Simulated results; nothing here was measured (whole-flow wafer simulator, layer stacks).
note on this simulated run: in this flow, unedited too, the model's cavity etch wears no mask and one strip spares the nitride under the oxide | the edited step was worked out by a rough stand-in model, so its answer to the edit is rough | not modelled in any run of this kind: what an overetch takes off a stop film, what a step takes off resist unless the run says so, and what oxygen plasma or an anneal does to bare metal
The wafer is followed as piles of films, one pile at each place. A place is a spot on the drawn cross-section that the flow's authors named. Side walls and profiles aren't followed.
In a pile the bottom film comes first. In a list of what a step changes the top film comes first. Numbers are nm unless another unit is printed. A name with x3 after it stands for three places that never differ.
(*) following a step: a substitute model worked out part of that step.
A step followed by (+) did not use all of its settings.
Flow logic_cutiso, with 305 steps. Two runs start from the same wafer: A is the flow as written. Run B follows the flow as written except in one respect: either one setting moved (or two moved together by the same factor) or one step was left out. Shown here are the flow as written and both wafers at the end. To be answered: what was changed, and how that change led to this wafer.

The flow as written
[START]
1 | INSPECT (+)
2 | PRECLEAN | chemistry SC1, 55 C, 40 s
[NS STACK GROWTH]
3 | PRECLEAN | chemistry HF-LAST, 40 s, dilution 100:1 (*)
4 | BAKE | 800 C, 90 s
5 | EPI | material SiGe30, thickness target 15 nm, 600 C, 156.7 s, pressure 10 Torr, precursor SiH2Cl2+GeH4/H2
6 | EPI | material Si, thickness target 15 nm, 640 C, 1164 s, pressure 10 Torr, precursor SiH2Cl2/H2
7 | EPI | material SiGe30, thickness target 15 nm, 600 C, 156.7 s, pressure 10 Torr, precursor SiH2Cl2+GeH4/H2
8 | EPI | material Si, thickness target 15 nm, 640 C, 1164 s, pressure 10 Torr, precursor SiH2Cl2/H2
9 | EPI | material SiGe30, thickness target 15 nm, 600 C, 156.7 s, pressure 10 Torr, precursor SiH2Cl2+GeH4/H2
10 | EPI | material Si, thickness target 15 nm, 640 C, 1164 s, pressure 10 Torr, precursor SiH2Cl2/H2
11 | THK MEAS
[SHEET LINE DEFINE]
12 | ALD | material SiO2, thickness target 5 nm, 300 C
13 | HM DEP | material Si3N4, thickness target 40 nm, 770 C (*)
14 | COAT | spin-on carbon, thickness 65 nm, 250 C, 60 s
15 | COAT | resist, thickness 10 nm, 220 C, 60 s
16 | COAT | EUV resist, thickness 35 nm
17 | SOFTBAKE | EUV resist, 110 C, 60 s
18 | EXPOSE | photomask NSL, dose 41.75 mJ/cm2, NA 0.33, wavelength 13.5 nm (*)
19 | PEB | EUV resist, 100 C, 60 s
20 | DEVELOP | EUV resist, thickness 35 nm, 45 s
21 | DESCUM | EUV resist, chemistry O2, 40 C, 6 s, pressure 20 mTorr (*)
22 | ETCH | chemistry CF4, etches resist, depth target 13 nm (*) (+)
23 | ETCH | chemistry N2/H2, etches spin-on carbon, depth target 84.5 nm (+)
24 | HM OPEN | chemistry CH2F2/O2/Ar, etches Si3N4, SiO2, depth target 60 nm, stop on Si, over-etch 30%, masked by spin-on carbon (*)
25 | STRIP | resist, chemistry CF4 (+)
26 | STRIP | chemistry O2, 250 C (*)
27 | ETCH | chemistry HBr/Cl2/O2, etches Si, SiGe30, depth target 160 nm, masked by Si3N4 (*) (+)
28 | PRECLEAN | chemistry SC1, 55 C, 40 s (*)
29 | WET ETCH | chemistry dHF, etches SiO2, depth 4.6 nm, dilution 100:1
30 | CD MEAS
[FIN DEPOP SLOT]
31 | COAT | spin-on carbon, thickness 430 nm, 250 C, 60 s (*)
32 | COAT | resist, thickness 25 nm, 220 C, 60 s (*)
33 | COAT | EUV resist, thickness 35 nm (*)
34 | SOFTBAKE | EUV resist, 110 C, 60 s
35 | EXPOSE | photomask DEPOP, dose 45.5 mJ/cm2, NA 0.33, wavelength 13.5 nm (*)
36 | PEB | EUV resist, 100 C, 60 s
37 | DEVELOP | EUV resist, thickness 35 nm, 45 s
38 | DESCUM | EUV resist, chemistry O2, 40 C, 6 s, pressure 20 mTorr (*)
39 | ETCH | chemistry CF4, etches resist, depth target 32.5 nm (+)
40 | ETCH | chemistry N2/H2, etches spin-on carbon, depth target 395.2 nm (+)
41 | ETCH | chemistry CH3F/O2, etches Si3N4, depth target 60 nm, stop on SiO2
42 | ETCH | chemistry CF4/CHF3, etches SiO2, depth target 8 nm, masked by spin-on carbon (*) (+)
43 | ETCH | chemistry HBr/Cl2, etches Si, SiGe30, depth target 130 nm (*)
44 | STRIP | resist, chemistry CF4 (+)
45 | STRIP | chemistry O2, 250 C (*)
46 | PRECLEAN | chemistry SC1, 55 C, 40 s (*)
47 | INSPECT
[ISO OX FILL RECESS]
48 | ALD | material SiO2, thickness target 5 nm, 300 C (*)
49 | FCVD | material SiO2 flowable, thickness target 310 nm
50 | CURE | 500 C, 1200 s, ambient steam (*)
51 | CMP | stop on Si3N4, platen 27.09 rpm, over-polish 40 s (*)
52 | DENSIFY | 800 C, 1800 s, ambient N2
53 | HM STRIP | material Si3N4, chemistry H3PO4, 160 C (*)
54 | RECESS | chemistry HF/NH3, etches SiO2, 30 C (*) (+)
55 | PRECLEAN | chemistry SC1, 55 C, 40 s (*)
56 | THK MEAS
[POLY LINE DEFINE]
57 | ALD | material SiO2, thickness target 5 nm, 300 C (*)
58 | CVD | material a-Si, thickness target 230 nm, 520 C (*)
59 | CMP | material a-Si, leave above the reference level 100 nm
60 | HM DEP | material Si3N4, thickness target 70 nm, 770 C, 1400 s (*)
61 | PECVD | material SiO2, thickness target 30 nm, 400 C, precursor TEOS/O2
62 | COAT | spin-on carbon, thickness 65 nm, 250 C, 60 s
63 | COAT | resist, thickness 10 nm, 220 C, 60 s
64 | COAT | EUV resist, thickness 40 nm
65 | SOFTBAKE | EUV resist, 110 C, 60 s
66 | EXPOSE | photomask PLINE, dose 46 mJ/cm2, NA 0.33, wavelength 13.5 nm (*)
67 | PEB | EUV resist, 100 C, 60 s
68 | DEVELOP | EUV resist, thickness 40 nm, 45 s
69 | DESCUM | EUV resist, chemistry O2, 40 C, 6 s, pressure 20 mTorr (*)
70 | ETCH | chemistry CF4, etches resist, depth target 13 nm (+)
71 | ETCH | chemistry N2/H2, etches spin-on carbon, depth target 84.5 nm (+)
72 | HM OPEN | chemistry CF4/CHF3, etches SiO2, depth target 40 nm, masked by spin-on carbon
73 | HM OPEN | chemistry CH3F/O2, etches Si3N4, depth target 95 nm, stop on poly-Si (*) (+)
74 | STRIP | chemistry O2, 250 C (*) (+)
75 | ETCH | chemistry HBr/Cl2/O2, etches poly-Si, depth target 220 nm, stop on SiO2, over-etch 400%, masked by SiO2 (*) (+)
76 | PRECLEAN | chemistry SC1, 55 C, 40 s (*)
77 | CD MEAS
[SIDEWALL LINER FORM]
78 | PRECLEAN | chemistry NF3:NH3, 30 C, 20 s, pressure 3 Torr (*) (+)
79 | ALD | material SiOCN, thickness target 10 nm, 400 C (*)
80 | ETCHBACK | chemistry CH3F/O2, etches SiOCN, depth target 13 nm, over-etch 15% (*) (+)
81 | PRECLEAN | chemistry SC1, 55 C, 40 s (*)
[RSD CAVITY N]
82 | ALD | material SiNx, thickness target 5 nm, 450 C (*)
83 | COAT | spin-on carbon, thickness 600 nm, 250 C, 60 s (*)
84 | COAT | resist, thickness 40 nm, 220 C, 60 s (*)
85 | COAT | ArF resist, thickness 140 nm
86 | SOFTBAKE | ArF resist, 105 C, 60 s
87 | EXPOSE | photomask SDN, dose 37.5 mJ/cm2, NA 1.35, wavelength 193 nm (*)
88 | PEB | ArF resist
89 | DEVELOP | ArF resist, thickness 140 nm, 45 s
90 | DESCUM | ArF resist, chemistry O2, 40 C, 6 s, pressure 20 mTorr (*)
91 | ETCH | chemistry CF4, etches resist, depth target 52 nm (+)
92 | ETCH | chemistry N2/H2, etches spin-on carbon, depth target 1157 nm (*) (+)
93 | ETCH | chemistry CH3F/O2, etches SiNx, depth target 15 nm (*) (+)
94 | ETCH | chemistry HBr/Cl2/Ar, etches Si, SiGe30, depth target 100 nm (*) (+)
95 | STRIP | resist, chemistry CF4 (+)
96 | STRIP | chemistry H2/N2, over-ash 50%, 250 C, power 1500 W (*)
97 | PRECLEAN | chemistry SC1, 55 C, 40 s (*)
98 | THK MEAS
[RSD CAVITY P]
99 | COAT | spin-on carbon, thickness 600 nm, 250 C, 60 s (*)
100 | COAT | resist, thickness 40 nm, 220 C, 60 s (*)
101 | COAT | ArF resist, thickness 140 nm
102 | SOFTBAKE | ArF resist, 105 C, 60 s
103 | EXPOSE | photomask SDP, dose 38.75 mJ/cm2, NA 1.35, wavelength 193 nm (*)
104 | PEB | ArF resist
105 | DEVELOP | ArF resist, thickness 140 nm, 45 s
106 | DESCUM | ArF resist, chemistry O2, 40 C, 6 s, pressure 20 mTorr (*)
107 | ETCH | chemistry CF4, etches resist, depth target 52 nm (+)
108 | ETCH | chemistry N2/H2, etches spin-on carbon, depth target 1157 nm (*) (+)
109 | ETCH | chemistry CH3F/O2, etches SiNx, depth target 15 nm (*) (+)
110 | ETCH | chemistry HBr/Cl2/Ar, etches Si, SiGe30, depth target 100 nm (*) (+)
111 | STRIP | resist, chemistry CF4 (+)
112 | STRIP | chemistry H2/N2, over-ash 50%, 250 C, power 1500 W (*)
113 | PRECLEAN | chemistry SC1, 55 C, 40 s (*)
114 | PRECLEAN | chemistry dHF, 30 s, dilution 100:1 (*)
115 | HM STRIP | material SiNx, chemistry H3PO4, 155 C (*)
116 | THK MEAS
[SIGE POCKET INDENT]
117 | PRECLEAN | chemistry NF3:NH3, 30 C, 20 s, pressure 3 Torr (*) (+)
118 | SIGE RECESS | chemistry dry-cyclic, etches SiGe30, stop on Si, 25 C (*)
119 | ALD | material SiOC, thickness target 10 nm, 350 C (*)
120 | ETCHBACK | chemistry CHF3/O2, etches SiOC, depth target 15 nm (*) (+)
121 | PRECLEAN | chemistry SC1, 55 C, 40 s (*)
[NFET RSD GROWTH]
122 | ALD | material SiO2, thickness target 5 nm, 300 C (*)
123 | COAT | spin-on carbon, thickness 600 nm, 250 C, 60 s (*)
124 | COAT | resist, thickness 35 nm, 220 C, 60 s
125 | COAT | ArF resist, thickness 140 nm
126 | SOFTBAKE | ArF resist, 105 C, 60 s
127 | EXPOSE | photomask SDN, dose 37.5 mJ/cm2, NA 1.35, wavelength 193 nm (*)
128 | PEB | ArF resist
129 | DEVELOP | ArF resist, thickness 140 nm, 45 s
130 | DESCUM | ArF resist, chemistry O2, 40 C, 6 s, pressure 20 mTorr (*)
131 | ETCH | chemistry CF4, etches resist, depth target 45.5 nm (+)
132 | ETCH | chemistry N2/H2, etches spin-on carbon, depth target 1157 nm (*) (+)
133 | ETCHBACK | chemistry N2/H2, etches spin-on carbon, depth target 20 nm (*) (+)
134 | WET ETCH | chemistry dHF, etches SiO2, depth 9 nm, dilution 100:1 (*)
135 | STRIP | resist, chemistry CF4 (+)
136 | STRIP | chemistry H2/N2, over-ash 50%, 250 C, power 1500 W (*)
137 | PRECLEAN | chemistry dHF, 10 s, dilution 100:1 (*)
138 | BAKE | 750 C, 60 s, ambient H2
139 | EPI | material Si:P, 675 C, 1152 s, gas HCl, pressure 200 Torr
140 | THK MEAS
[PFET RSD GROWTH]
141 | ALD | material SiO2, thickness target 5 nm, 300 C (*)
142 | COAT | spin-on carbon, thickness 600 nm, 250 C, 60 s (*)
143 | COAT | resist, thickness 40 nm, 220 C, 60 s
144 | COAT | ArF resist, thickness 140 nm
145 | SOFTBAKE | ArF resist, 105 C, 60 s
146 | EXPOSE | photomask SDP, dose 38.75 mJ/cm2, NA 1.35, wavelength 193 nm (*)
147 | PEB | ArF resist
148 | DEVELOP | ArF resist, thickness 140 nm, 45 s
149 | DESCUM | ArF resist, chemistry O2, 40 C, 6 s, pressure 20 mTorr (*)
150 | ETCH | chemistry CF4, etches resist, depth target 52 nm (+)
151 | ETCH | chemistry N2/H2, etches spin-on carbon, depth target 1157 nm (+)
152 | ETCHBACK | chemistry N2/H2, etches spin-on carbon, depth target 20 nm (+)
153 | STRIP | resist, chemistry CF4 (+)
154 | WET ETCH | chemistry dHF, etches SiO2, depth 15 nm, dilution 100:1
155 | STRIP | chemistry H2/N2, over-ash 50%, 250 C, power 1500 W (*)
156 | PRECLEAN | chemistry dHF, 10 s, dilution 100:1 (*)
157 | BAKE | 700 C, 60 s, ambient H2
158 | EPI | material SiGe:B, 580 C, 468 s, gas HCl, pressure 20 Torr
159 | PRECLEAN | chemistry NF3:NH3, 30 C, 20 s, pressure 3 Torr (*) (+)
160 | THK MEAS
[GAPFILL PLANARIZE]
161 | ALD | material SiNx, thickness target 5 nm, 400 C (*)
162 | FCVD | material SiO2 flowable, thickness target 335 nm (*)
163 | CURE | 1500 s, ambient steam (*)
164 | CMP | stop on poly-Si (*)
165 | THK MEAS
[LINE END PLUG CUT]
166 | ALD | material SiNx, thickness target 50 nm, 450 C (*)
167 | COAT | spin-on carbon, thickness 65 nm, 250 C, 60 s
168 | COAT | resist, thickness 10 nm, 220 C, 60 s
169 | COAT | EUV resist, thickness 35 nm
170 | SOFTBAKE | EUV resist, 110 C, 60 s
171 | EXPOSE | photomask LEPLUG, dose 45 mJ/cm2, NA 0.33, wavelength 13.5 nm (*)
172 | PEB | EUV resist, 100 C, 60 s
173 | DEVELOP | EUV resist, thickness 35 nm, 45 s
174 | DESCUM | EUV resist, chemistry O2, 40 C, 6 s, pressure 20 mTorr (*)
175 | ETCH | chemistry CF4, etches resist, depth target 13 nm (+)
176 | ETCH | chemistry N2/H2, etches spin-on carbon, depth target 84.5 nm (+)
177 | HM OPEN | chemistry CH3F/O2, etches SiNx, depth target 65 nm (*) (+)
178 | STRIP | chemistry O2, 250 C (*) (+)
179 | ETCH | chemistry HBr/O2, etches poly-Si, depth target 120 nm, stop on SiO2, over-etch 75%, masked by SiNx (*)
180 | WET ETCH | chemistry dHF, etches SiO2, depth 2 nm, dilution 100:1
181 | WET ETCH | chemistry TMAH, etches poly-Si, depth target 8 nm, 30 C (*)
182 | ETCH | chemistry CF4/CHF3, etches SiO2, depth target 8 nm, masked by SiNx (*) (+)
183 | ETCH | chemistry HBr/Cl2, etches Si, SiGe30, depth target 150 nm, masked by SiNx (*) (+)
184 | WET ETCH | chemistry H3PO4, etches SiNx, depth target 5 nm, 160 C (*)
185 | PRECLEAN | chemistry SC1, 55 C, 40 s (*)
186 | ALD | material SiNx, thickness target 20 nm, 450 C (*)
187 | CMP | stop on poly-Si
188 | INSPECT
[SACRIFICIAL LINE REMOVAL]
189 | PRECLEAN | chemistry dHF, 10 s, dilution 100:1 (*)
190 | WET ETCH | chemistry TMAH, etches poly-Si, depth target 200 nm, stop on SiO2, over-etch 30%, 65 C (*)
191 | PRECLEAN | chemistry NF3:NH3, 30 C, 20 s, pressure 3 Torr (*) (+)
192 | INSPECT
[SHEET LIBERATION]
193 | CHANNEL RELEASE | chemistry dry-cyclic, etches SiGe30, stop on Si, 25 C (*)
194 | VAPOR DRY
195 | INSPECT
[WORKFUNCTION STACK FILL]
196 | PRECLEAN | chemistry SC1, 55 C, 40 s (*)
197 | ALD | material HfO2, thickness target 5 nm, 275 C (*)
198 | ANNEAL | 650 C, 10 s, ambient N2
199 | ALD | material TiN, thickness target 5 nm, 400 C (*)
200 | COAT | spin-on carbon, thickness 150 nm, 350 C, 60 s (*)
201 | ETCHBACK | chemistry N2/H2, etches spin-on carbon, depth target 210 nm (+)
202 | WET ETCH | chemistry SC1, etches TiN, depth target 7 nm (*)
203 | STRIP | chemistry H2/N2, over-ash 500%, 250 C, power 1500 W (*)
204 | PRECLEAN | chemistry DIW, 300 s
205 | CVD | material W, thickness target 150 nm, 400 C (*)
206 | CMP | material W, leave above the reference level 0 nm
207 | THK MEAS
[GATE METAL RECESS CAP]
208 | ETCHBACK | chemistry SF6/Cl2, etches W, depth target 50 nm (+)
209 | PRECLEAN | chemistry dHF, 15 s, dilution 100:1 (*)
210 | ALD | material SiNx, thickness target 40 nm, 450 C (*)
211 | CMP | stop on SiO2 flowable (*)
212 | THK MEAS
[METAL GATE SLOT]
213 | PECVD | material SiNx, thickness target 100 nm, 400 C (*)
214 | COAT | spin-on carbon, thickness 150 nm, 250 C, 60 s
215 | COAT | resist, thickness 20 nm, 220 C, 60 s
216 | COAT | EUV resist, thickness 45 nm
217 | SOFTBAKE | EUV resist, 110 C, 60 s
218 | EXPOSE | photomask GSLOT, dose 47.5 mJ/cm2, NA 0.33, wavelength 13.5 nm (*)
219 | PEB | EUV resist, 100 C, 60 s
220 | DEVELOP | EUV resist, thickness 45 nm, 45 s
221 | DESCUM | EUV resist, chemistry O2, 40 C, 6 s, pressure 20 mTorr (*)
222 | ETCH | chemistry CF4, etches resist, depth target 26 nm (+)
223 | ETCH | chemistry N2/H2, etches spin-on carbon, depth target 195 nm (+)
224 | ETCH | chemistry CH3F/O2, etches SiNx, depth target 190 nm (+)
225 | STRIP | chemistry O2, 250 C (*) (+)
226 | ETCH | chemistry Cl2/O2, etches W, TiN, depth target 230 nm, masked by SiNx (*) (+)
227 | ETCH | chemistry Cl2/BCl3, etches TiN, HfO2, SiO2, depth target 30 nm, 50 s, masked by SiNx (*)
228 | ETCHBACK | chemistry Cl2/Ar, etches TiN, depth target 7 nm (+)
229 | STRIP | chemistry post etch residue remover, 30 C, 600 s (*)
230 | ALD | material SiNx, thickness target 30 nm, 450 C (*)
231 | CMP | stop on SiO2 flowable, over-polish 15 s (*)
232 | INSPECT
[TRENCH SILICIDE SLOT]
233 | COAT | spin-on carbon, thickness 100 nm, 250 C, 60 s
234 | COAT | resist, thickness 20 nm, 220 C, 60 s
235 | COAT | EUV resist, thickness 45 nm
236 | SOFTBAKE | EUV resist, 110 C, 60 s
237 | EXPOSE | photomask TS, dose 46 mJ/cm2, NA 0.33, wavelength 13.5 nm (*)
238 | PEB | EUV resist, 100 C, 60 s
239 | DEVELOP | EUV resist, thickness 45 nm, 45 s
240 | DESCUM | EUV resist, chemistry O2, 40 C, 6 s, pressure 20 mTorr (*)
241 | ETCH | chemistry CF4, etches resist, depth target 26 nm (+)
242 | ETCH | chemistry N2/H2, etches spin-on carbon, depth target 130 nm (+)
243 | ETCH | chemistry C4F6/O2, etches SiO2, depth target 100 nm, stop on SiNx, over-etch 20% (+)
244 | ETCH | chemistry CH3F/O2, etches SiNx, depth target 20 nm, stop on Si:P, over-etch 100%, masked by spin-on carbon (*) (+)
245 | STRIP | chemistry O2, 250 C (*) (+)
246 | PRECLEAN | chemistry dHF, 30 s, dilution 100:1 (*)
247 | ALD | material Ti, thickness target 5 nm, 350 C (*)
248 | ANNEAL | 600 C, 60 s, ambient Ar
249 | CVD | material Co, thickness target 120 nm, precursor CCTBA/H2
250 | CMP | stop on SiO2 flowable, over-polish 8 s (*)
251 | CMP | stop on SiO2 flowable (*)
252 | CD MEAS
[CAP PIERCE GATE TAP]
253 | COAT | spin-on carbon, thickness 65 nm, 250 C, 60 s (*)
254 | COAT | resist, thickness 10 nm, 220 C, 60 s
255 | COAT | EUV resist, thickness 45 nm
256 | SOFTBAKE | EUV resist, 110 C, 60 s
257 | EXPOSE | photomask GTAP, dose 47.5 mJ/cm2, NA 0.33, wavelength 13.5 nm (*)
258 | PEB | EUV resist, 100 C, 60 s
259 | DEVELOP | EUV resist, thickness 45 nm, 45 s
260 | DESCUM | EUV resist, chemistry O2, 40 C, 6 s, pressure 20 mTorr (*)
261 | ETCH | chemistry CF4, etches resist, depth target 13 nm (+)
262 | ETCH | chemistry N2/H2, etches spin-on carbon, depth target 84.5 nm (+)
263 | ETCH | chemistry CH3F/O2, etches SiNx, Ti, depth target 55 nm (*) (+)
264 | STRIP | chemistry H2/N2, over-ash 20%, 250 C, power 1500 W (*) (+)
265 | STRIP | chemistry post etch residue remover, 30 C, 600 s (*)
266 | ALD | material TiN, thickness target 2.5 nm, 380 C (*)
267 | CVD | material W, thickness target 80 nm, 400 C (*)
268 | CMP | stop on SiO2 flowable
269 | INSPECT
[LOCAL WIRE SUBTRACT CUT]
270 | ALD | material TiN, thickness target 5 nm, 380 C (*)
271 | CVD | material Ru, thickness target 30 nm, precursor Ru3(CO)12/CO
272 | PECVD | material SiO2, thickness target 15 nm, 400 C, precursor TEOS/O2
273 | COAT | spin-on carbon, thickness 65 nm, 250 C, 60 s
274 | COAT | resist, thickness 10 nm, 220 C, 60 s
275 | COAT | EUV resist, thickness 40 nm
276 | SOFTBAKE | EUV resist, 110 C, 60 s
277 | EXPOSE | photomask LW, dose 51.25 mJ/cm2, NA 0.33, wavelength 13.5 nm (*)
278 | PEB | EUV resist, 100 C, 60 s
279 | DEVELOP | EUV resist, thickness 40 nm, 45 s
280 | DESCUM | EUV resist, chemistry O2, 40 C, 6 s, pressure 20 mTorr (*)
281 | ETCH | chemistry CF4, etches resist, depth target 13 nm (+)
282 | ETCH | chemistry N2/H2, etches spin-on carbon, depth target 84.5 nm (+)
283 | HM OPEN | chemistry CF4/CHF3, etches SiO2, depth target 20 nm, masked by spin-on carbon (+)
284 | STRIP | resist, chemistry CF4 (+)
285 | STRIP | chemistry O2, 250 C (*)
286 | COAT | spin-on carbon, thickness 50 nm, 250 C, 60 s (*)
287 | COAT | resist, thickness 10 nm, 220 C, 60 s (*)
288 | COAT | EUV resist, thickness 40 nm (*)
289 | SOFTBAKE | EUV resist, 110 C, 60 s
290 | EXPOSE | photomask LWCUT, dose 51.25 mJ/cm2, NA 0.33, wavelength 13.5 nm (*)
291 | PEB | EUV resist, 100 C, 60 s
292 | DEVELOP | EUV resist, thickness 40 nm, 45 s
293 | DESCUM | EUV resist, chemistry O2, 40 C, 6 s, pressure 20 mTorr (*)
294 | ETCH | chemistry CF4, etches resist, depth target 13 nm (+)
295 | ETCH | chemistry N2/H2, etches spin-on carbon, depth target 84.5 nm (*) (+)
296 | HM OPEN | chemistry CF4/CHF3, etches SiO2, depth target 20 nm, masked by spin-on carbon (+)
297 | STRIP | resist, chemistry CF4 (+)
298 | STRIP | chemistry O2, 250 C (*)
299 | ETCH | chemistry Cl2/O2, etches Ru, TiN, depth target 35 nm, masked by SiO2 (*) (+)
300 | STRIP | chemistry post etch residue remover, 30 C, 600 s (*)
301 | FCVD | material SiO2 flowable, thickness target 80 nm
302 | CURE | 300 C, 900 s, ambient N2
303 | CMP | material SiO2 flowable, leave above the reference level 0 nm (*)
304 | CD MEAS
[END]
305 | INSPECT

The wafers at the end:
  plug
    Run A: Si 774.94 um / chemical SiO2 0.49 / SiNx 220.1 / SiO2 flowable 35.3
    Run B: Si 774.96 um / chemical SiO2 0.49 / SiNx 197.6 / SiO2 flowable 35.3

Cause: step 183, ETCH: depth target 127.5 nm was run, while the flow as written has depth target 150 nm.

Step by step, how the change led to this:
  183 | ETCH | chemistry HBr/Cl2, etches Si, SiGe30, depth target 150 nm, masked by SiNx (*) (+)
      depop, dpovl, gfld and 18 more: A SiNx loses 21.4 | B SiNx loses 18.2
      plug: A Si loses 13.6 (all of it), SiGe30 loses 15 (all of it), Si loses 15 (all of it), SiGe30 loses 15 (all of it), Si loses 15 (all of it), SiGe30 loses 15 (all of it), Si loses 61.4 | B Si loses 13.6 (all of it), SiGe30 loses 15 (all of it), Si loses 15 (all of it), SiGe30 loses 15 (all of it), Si loses 15 (all of it), SiGe30 loses 15 (all of it), Si loses 38.9
  186 | ALD | material SiNx, thickness target 20 nm, 450 C (*)
      plug: A SiNx gains 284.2 (new film) | B SiNx gains 264.9 (new film)
  187 | CMP | stop on poly-Si
      depop, dpovl, gfld and 18 more: A SiNx loses 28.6 (all of it) | B SiNx loses 31.8 (all of it)
      plug: A SiNx loses 28.6 | B SiNx loses 31.8
